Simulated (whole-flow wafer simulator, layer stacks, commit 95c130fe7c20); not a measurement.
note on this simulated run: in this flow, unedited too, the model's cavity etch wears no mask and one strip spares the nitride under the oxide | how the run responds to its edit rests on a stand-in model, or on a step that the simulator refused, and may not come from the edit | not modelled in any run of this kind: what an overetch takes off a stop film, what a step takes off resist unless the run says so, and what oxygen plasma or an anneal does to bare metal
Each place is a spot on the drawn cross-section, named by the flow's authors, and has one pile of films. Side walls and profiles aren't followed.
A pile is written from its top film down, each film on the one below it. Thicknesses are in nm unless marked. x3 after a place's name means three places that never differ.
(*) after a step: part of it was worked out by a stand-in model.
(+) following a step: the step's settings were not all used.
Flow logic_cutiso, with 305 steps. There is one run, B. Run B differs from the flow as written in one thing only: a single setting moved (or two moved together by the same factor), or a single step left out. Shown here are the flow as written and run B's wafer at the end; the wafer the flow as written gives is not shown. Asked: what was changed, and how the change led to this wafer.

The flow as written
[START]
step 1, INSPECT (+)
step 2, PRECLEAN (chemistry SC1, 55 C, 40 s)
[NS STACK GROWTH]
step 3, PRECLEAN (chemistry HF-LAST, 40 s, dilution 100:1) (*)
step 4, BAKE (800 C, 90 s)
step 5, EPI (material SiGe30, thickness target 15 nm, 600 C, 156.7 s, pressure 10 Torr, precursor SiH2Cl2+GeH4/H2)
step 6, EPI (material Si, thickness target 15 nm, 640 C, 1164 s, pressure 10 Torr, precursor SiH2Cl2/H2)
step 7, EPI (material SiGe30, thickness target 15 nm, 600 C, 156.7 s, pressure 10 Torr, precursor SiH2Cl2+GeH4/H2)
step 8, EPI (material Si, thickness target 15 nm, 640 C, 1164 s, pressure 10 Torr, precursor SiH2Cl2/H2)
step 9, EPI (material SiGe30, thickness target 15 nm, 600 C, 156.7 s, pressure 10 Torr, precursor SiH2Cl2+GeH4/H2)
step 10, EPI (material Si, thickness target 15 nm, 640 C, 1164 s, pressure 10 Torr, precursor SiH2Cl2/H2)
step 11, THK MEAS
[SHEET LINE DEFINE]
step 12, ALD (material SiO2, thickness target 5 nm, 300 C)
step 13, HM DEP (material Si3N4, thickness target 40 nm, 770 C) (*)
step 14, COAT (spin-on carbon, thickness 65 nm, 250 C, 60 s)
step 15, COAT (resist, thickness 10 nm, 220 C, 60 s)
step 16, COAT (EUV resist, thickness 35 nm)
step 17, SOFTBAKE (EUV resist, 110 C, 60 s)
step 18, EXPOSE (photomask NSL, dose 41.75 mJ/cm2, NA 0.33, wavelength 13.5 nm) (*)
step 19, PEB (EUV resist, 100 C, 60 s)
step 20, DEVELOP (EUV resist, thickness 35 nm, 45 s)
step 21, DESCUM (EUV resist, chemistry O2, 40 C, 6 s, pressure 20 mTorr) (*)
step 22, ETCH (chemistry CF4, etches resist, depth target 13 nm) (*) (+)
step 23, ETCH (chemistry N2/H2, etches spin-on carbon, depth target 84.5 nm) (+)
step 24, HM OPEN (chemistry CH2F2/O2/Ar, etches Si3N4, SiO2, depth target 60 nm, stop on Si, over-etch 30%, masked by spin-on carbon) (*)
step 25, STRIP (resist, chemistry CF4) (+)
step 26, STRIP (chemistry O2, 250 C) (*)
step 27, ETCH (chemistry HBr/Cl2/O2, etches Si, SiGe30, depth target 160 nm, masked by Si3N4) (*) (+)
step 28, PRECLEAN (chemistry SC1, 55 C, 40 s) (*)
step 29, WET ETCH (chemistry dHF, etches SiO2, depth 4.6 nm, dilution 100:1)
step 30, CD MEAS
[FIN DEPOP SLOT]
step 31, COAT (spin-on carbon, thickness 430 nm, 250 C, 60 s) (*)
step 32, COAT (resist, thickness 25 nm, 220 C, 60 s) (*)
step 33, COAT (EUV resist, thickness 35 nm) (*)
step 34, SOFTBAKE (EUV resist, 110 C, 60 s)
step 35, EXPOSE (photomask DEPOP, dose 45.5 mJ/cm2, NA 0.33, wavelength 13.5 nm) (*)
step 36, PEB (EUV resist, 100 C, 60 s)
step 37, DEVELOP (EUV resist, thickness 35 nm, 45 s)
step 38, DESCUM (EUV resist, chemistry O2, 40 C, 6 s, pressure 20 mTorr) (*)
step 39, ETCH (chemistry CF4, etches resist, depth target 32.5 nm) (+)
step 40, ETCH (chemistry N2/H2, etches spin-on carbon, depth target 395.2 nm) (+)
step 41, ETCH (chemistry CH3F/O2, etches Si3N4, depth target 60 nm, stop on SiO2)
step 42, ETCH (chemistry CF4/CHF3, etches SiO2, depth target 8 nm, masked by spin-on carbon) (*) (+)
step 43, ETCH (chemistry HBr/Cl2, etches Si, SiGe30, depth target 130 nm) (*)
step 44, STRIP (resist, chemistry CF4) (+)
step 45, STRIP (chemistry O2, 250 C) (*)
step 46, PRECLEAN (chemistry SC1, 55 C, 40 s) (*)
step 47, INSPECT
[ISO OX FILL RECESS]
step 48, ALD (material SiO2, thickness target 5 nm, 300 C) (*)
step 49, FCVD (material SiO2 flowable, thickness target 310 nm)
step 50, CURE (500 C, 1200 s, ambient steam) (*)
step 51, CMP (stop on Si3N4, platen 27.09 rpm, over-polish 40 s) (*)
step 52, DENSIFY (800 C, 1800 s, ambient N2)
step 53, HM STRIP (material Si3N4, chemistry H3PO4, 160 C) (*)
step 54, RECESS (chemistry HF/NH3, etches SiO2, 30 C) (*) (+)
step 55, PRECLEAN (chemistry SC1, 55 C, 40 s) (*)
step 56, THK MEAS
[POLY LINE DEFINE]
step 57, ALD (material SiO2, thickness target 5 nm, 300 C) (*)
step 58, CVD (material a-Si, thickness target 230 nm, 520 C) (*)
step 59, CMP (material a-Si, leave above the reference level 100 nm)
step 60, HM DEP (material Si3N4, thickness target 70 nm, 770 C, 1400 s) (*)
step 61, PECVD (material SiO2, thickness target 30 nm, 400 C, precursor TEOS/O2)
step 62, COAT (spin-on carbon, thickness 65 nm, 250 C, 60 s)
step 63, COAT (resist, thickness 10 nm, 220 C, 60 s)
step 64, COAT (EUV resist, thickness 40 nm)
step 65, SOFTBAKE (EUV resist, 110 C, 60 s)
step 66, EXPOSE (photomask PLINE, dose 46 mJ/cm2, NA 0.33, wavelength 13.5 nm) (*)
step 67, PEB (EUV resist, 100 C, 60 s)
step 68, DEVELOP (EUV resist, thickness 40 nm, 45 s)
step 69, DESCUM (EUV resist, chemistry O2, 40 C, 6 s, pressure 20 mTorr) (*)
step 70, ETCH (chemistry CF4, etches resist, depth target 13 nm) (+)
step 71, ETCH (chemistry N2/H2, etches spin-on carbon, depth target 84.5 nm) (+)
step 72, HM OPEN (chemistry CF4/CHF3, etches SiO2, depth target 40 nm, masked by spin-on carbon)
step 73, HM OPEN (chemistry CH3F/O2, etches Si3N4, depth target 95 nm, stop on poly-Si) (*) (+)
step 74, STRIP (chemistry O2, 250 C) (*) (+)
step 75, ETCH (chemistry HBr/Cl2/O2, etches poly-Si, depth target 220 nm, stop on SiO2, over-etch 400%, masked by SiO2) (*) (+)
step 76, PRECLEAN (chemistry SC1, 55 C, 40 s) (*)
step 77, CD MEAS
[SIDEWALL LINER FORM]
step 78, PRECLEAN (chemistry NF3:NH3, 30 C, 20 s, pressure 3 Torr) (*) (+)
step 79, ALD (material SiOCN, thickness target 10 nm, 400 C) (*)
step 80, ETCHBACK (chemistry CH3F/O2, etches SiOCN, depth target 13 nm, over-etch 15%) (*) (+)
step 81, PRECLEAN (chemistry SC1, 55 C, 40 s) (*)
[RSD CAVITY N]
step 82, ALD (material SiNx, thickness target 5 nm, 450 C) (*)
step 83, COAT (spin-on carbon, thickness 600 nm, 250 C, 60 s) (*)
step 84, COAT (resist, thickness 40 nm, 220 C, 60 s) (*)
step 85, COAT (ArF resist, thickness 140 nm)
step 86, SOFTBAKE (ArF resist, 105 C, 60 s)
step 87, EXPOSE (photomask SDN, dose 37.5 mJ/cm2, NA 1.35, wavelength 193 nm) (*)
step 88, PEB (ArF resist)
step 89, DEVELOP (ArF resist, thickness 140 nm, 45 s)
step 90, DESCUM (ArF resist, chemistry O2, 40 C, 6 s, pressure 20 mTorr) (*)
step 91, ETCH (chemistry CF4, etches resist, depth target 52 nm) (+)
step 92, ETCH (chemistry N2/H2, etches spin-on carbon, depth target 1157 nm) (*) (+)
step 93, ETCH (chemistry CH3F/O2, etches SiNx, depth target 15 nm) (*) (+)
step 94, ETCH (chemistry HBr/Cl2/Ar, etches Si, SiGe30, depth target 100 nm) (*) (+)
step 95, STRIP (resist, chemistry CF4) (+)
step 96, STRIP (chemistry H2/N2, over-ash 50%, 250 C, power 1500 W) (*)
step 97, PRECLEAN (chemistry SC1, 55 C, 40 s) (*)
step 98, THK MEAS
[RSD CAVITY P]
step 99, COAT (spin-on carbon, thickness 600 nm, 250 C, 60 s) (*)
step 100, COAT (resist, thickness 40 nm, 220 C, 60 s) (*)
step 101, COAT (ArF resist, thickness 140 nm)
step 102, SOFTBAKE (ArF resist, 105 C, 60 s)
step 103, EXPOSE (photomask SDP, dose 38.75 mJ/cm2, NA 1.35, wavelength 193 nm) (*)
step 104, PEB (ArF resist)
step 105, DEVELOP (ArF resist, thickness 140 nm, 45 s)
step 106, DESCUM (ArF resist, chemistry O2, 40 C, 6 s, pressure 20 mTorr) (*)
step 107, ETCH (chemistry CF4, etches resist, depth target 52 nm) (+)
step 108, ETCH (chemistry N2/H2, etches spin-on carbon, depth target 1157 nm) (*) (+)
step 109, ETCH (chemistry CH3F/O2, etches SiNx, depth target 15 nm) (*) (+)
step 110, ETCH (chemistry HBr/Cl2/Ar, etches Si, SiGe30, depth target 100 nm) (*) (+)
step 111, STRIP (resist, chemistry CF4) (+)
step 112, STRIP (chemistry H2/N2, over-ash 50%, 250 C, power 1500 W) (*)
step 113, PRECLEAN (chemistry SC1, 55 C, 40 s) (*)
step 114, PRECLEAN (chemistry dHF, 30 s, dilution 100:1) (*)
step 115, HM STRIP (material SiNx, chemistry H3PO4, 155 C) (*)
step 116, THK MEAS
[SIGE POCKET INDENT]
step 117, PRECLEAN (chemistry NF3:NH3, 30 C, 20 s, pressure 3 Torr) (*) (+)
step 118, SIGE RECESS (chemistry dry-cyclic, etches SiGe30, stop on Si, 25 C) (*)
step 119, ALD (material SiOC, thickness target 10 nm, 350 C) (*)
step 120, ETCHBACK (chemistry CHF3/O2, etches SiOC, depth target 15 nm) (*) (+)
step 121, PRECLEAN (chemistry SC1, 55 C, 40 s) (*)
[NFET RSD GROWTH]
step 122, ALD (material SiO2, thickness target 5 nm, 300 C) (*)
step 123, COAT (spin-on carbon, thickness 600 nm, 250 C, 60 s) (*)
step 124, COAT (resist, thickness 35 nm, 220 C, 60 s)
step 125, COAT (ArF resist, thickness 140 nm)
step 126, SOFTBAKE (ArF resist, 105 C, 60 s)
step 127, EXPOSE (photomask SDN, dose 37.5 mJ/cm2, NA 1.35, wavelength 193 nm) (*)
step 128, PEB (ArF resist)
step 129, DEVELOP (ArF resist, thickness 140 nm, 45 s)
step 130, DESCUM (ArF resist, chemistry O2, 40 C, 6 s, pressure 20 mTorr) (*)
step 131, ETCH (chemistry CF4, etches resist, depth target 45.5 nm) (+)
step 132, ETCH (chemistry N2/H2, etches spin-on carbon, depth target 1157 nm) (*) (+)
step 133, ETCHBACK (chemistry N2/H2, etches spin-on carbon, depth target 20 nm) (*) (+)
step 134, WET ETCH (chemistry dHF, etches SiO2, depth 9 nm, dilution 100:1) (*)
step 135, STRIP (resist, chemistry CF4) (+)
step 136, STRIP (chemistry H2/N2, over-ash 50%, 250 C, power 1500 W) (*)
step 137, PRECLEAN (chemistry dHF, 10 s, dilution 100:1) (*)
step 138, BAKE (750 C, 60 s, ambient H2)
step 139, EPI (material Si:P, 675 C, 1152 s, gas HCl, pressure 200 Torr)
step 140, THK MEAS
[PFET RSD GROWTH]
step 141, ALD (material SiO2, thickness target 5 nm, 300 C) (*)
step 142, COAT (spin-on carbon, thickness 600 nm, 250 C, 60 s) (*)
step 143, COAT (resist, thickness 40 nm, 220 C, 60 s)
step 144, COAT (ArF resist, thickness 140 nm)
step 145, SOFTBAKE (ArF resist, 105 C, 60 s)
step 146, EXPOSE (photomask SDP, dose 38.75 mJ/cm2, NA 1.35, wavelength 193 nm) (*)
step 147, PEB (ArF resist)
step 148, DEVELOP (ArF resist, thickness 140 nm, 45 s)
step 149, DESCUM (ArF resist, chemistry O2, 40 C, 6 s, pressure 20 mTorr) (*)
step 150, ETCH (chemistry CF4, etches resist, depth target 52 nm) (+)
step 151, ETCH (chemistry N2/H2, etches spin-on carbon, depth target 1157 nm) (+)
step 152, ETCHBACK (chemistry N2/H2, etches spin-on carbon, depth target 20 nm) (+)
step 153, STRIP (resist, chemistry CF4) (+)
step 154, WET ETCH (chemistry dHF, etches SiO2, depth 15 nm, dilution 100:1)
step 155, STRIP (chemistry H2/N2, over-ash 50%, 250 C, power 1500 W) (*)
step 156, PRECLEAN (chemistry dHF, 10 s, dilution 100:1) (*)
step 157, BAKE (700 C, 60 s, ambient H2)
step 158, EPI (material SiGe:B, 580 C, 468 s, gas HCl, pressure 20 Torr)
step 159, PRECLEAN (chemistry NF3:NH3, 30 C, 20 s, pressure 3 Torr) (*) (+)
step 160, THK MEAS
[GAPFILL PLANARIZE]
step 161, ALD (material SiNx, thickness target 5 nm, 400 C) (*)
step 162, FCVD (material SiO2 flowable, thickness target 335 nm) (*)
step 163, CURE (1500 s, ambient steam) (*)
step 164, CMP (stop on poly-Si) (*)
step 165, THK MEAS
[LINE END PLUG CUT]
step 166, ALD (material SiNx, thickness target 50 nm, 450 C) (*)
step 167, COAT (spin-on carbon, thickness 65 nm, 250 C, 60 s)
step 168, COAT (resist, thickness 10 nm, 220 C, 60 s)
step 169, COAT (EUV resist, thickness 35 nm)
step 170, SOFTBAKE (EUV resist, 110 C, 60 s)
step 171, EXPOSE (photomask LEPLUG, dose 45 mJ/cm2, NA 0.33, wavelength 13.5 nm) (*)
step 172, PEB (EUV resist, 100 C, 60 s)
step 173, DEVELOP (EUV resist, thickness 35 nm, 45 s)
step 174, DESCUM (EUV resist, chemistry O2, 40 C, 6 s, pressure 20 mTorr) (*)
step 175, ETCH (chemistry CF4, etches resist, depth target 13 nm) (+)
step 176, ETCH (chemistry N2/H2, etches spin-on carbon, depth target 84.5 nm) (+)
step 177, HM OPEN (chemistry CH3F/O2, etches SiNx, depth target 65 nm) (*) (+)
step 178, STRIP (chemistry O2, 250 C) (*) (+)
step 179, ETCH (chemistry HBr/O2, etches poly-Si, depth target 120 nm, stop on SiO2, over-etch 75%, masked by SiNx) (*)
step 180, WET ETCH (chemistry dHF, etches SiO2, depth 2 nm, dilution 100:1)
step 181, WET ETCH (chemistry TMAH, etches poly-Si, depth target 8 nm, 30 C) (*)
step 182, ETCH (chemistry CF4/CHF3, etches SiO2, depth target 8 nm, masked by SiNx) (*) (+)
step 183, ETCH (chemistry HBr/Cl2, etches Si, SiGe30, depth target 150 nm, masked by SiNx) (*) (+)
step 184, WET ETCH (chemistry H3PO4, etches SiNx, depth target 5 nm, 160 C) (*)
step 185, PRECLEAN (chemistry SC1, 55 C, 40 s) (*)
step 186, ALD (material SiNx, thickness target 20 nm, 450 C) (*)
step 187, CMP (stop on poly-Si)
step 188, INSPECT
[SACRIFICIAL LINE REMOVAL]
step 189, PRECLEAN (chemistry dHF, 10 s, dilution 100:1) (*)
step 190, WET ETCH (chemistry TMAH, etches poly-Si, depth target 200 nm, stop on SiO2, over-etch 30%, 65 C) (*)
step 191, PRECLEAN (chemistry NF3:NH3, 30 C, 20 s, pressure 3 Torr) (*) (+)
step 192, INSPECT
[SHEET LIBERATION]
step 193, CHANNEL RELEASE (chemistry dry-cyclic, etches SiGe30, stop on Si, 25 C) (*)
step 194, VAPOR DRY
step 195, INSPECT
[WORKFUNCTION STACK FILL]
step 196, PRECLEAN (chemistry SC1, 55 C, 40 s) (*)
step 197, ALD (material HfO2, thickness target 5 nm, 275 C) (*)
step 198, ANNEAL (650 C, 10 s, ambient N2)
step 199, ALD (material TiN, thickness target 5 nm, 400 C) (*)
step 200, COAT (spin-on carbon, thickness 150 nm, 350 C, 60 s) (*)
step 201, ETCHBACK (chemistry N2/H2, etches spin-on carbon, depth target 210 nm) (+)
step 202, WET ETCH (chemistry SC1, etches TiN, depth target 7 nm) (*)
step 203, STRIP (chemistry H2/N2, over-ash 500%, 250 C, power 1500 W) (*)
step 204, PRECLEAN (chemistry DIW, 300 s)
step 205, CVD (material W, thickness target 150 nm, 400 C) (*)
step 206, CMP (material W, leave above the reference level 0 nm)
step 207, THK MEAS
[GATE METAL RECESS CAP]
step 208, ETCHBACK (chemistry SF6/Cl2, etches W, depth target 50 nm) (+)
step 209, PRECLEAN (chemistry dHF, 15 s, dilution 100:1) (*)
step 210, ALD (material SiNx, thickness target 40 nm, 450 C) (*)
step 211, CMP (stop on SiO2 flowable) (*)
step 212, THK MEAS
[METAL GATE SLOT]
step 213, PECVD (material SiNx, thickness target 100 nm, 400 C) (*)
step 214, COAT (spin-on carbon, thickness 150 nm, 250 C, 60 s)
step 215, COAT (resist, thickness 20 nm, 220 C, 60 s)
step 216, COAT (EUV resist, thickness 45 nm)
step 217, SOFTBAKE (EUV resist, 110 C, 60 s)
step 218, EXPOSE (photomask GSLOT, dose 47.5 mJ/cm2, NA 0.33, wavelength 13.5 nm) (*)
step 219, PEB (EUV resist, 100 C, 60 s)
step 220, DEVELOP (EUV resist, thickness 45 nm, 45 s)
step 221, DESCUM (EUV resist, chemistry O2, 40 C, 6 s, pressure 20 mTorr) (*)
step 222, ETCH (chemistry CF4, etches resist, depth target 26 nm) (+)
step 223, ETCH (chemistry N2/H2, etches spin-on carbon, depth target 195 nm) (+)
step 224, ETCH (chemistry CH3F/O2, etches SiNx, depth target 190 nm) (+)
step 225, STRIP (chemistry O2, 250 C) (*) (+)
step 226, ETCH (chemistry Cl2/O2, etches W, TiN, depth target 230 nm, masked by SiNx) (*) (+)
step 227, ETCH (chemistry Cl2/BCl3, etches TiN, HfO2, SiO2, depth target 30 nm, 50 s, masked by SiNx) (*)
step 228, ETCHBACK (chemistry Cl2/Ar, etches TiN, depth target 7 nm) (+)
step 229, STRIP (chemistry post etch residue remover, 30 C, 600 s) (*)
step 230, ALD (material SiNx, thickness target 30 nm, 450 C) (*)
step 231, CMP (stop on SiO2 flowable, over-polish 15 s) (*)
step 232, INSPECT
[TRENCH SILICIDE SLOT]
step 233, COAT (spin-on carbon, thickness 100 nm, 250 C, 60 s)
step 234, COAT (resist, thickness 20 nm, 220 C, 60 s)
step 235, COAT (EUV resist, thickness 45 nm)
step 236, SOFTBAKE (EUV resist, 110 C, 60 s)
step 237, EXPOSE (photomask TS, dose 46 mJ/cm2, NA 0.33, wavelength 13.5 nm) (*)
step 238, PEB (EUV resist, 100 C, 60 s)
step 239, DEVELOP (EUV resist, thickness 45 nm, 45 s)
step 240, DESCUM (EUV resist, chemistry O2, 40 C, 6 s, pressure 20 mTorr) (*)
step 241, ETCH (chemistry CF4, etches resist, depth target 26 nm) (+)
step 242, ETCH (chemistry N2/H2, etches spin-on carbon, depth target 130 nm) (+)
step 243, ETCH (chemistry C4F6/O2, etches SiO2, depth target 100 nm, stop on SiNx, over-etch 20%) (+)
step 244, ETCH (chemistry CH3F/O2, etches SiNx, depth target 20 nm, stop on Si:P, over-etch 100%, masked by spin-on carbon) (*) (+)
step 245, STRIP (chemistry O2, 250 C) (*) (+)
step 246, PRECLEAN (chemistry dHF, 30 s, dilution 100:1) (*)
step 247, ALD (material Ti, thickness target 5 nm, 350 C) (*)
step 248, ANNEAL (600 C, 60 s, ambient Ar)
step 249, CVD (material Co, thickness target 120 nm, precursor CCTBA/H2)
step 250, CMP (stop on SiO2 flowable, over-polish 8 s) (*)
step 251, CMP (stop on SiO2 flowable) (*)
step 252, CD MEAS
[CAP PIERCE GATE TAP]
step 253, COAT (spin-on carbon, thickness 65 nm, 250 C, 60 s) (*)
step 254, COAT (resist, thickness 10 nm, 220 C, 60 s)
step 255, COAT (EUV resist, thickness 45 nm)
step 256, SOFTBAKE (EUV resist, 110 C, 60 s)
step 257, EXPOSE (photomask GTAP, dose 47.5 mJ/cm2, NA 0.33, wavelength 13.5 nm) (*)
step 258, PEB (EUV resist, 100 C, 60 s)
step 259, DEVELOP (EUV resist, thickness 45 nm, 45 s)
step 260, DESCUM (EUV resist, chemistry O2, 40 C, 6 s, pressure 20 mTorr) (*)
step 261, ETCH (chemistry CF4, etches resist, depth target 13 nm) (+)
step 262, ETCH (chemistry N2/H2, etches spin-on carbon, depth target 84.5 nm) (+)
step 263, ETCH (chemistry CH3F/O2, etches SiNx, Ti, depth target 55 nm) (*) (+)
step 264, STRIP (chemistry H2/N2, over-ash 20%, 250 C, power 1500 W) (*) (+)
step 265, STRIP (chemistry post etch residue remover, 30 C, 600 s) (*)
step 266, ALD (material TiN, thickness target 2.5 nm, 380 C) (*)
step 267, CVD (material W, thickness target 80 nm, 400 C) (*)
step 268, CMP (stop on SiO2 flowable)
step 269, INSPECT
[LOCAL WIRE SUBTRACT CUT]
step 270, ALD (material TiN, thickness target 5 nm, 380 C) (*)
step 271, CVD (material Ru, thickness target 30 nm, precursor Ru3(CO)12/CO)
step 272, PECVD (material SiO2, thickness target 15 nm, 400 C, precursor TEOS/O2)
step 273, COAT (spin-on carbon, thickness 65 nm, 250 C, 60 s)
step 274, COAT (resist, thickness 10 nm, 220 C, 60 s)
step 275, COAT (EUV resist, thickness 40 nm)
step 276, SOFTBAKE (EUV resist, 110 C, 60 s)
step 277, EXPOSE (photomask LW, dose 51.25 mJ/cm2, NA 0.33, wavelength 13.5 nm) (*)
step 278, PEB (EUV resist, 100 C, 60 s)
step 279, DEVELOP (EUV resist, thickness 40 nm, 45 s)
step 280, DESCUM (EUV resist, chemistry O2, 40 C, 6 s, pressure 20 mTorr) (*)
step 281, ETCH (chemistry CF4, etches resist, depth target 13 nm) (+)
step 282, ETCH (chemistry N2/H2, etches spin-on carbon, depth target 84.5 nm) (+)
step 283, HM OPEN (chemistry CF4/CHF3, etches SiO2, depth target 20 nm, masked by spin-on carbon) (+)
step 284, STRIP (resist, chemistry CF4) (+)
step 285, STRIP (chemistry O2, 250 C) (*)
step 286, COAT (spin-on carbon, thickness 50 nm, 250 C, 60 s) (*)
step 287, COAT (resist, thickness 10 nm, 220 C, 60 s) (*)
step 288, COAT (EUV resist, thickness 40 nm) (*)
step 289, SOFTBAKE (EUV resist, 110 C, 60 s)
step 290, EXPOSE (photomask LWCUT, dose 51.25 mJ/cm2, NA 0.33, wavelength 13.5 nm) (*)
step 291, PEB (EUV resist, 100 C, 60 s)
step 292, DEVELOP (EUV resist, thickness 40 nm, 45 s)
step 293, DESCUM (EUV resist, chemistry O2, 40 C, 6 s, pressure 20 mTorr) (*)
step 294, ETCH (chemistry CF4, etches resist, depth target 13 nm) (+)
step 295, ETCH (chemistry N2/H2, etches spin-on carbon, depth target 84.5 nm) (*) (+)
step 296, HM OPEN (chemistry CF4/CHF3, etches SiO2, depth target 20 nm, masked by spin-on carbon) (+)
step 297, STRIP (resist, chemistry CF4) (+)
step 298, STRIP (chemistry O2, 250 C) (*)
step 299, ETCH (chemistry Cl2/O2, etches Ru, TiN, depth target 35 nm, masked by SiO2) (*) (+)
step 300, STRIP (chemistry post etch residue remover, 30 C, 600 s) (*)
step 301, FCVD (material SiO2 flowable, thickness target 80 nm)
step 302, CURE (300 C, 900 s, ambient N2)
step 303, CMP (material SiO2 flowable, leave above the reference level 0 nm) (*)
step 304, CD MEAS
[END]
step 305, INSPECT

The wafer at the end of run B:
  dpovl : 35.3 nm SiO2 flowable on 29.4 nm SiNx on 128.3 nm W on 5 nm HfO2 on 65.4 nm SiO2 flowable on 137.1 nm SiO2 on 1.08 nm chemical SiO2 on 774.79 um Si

What caused this: step 40, ETCH: depth target 632.3 nm was run, whereas the flow has depth target 395.2 nm.

How this came from the change, step by step:
  step 40, ETCH (chemistry N2/H2, etches spin-on carbon, depth target 395.2 nm) (+)
      dpovl: spin-on carbon loses 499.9 (all of it) (it would be, as written: spin-on carbon loses 395.2)
      gfld, gl, glp and 17 more: EUV resist loses 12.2 (all of it), resist loses 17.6 (it would be, as written: EUV resist loses 12.2 (all of it), resist loses 13.9)
      (as well as at 1 more place)
  step 41, ETCH (chemistry CH3F/O2, etches Si3N4, depth target 60 nm, stop on SiO2)
      dpovl: Si loses 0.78 (it would be, as written: spin-on carbon loses 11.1)
      depop: Si3N4 loses 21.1 (all of it), SiO2 loses 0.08 (it would be, as written: Si3N4 loses 22.2 (all of it), SiO2 loses 0.08)
  step 42, ETCH (chemistry CF4/CHF3, etches SiO2, depth target 8 nm, masked by spin-on carbon) (*) (+)
      dpovl: Si loses 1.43 (it would be, as written: spin-on carbon loses 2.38)
      gfld: resist loses 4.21 (all of it), spin-on carbon loses 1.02 (it would be, as written: resist loses 7.38)
      (as well as at 19 more places)
  step 43, ETCH (chemistry HBr/Cl2, etches Si, SiGe30, depth target 130 nm) (*)
      dpovl: Si loses 130 (it would be, as written: spin-on carbon loses 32)
  step 45, STRIP (chemistry O2, 250 C) (*)
      dpovl: chemical SiO2 gains 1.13 (new film), Si loses 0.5 (it would be, as written: chemical SiO2 gains 0.82 (new film), spin-on carbon loses 59.3 (all of it), Si loses 0.36)
  step 48, ALD (material SiO2, thickness target 5 nm, 300 C) (*)
      dpovl: SiO2 gains 137.1 (new film) (it would be, as written: SiO2 gains 5 (new film))
  step 52, DENSIFY (800 C, 1800 s, ambient N2)
      nsgap: SiO2 flowable loses 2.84 (it would be, as written: SiO2 flowable loses 2.13)
